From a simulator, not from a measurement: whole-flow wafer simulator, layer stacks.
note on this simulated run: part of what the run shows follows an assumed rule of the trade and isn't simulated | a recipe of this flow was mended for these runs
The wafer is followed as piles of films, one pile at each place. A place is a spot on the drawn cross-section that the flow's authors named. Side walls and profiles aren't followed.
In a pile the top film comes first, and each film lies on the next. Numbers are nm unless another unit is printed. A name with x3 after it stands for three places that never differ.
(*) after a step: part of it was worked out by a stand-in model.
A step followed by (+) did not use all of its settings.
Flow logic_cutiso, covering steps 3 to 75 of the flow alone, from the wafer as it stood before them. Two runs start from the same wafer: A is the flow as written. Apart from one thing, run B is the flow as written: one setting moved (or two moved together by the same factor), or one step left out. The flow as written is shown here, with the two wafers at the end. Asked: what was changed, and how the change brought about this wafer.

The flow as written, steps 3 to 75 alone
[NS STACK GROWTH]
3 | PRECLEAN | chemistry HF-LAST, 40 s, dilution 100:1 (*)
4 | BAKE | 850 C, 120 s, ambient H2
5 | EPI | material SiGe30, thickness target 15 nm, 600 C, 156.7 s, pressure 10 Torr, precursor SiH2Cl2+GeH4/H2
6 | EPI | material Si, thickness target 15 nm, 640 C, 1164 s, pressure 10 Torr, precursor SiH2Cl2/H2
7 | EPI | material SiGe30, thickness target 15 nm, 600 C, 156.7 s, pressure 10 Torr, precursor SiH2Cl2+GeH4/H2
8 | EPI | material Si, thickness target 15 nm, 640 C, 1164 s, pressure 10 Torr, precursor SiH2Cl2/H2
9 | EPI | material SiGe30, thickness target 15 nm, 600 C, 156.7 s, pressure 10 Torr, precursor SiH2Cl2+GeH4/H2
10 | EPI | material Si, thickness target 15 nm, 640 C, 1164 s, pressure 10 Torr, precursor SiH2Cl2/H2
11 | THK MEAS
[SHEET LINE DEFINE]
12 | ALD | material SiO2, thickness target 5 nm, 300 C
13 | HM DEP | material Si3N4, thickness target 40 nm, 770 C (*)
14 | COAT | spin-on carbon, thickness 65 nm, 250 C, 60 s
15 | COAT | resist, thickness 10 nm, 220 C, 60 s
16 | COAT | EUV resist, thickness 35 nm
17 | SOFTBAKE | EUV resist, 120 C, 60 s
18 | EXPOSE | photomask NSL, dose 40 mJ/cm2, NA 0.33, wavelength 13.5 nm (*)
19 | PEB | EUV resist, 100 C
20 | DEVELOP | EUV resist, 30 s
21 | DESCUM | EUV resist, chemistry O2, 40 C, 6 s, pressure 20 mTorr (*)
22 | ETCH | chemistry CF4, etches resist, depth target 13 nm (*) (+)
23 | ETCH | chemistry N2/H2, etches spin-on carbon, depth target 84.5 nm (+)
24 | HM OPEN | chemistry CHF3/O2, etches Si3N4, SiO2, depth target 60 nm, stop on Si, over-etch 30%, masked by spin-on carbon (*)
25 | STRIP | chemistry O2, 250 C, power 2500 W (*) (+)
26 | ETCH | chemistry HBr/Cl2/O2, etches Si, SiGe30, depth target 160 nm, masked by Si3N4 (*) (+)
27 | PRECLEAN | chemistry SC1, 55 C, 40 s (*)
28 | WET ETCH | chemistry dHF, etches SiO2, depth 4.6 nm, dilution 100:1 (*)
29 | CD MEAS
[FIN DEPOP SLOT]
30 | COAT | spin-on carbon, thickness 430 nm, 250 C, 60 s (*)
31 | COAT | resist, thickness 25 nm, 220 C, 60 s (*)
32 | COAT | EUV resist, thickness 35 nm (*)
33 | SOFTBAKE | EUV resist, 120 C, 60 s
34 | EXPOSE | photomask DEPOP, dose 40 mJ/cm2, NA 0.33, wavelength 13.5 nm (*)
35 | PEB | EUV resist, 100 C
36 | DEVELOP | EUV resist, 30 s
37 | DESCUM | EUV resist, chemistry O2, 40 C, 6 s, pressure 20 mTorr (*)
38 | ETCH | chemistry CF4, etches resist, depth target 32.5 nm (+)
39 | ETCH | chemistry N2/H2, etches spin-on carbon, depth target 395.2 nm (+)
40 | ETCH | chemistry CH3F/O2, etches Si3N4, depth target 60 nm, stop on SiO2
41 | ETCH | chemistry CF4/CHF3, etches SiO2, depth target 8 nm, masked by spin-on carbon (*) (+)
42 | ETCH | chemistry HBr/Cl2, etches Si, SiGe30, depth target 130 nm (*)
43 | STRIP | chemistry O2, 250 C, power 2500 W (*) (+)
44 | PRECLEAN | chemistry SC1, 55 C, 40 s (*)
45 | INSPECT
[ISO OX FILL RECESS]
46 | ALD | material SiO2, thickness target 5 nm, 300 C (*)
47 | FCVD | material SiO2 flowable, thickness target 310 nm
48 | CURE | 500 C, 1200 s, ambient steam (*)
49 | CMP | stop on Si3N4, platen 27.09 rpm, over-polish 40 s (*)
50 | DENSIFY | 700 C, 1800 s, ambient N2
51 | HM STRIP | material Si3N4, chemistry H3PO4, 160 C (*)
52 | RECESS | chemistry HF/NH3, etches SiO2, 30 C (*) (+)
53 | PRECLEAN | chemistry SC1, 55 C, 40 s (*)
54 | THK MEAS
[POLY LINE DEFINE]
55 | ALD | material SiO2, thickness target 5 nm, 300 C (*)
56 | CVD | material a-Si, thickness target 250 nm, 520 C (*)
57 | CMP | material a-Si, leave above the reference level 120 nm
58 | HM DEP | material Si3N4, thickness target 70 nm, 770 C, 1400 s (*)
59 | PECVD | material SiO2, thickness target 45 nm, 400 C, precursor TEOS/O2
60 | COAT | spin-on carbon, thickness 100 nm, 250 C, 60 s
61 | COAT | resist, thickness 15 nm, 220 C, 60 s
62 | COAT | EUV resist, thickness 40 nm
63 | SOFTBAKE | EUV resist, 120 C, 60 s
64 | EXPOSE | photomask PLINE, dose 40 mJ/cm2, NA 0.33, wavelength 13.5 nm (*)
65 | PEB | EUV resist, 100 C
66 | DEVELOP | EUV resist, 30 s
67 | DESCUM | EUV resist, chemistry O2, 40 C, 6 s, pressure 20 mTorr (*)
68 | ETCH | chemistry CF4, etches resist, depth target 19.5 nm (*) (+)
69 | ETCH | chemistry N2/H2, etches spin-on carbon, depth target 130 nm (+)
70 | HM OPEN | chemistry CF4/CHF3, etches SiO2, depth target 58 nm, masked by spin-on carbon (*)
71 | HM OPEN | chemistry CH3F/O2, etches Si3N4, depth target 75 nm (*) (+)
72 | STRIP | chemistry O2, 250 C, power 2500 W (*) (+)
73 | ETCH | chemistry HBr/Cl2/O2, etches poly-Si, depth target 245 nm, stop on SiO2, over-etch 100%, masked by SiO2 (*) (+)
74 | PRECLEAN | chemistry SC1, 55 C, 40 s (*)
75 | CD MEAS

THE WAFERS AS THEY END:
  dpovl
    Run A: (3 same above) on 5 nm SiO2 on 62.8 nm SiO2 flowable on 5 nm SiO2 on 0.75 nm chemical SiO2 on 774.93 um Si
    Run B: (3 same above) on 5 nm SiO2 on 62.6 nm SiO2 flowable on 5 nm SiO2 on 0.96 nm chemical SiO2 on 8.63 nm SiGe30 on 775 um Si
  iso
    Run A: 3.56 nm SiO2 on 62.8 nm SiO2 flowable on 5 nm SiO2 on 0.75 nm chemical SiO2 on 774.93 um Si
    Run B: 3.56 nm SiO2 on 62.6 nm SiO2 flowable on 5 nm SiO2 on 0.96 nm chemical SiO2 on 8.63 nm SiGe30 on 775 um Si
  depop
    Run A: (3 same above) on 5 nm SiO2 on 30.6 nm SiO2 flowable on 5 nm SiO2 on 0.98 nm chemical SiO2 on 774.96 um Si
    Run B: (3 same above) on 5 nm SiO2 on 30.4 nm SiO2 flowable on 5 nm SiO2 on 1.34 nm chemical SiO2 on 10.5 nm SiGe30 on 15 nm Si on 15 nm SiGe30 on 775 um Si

Cause: step 7, EPI: 701 C was run, whereas the flow has 600 C.

How this came from the change, step by step:
  7 | EPI | material SiGe30, thickness target 15 nm, 600 C, 156.7 s, pressure 10 Torr, precursor SiH2Cl2+GeH4/H2
      depop, dpovl, gfld and 19 more: A SiGe30 gains 15 (new film) | B SiGe30 gains 97.3 (new film)
  26 | ETCH | chemistry HBr/Cl2/O2, etches Si, SiGe30, depth target 160 nm, masked by Si3N4 (*) (+)
      dpovl, gfld, gxf, iso, isow, lnri, nsgap: A chemical SiO2 loses 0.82 (all of it), Si loses 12 (all of it), SiGe30 loses 15 (all of it), Si loses 15 (all of it), SiGe30 loses 15 (all of it), Si loses 15 (all of it), SiGe30 loses 15 (all of it), Si loses 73 | B chemical SiO2 loses 0.82 (all of it), Si loses 12 (all of it), SiGe30 loses 15 (all of it), Si loses 15 (all of it), SiGe30 loses 97.3 (all of it), Si loses 15 (all of it), SiGe30 loses 5.68
  42 | ETCH | chemistry HBr/Cl2, etches Si, SiGe30, depth target 130 nm (*)
      depop: A Si loses 13.8 (all of it), SiGe30 loses 15 (all of it), Si loses 15 (all of it), SiGe30 loses 15 (all of it), Si loses 15 (all of it), SiGe30 loses 15 (all of it), Si loses 41.2 | B Si loses 13.8 (all of it), SiGe30 loses 15 (all of it), Si loses 15 (all of it), SiGe30 loses 86.2
  43 | STRIP | chemistry O2, 250 C, power 2500 W (*) (+)
      depop: A chemical SiO2 gains 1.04 (new film), Si loses 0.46 | B chemical SiO2 gains 1.41 (new film), SiGe30 loses 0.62
